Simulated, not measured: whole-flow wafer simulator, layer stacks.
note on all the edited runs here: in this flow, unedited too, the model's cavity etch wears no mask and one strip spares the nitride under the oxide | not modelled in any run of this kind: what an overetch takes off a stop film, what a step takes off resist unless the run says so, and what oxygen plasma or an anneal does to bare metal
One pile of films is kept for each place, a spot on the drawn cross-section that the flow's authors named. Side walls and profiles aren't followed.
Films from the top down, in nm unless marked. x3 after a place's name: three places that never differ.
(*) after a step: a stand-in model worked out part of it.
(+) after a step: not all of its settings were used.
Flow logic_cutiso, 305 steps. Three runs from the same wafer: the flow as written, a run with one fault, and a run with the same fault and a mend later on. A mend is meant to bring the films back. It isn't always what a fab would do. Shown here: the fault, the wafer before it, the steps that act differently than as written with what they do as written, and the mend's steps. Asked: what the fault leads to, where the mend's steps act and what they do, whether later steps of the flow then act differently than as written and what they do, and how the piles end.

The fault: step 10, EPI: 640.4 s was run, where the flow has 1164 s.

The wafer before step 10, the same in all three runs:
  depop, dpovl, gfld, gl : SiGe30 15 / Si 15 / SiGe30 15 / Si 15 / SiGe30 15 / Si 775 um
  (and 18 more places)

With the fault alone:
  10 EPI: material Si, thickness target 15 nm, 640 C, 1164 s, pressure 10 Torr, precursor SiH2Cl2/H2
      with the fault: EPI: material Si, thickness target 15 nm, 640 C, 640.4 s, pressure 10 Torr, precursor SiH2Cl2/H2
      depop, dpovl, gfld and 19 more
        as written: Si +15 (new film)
        with the fault: Si +8.25 (new film)
  Later steps of the flow that act differently than as written (3 more steps differ only slightly, by at most 2% or 0.5 nm, whichever is larger, and aren't shown):
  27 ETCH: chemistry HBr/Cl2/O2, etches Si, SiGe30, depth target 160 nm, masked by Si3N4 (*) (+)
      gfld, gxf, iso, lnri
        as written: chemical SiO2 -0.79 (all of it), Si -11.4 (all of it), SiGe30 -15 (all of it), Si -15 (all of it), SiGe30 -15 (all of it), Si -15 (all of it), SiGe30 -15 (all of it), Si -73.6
        with the fault: chemical SiO2 -0.79 (all of it), Si -4.6 (all of it), SiGe30 -15 (all of it), Si -15 (all of it), SiGe30 -15 (all of it), Si -15 (all of it), SiGe30 -15 (all of it), Si -80.4
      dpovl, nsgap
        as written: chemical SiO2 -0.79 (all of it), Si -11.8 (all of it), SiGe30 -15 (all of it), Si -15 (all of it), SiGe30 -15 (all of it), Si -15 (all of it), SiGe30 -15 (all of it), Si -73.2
        with the fault: chemical SiO2 -0.79 (all of it), Si -5 (all of it), SiGe30 -15 (all of it), Si -15 (all of it), SiGe30 -15 (all of it), Si -15 (all of it), SiGe30 -15 (all of it), Si -80
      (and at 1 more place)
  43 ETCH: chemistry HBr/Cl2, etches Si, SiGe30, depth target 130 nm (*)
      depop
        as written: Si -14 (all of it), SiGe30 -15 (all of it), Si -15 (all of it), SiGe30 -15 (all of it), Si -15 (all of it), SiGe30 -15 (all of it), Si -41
        with the fault: Si -7.27 (all of it), SiGe30 -15 (all of it), Si -15 (all of it), SiGe30 -15 (all of it), Si -15 (all of it), SiGe30 -15 (all of it), Si -47.7
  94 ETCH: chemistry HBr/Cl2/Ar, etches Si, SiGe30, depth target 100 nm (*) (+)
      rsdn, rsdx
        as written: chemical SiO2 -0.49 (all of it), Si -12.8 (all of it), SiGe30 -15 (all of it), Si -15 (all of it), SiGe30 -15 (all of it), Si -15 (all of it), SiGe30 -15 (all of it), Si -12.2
        with the fault: chemical SiO2 -0.49 (all of it), Si -6.07 (all of it), SiGe30 -15 (all of it), Si -15 (all of it), SiGe30 -15 (all of it), Si -15 (all of it), SiGe30 -15 (all of it), Si -18.9
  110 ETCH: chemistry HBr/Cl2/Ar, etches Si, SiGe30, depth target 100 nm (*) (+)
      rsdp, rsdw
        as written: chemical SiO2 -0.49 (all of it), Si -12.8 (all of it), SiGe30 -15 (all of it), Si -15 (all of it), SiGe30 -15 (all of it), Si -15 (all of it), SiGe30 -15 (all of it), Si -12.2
        with the fault: chemical SiO2 -0.49 (all of it), Si -6.07 (all of it), SiGe30 -15 (all of it), Si -15 (all of it), SiGe30 -15 (all of it), Si -15 (all of it), SiGe30 -15 (all of it), Si -18.9
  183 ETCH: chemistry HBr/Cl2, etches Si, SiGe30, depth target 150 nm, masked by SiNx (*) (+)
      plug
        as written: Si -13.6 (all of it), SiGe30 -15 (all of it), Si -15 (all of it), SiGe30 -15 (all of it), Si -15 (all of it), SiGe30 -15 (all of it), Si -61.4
        with the fault: Si -6.8 (all of it), SiGe30 -15 (all of it), Si -15 (all of it), SiGe30 -15 (all of it), Si -15 (all of it), SiGe30 -15 (all of it), Si -68.2
  At the end the piles differ from the flow's by more than 2% or 0.5 nm, whichever is larger, at gl, glp, gxn and 6 more.
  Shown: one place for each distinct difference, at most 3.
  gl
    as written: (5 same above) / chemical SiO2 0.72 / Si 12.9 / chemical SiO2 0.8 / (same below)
    with the fault: (5 same above) / chemical SiO2 0.72 / Si 6.1 / chemical SiO2 0.8 / (same below)
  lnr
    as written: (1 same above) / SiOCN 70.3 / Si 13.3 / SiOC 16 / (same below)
    with the fault: (1 same above) / SiOCN 70.3 / Si 6.54 / SiOC 16 / (same below)
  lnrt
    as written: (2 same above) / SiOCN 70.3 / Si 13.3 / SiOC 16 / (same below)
    with the fault: (2 same above) / SiOCN 70.3 / Si 6.54 / SiOC 16 / (same below)

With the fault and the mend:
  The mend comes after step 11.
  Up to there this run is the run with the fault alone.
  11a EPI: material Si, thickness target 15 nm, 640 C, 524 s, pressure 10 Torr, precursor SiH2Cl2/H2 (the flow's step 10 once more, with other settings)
      depop, dpovl, gfld and 19 more
        Si +6.75
  No later step of the flow acts differently than as written at any place that is followed.
  At the end the piles are the same as the flow's at every place that both follow.
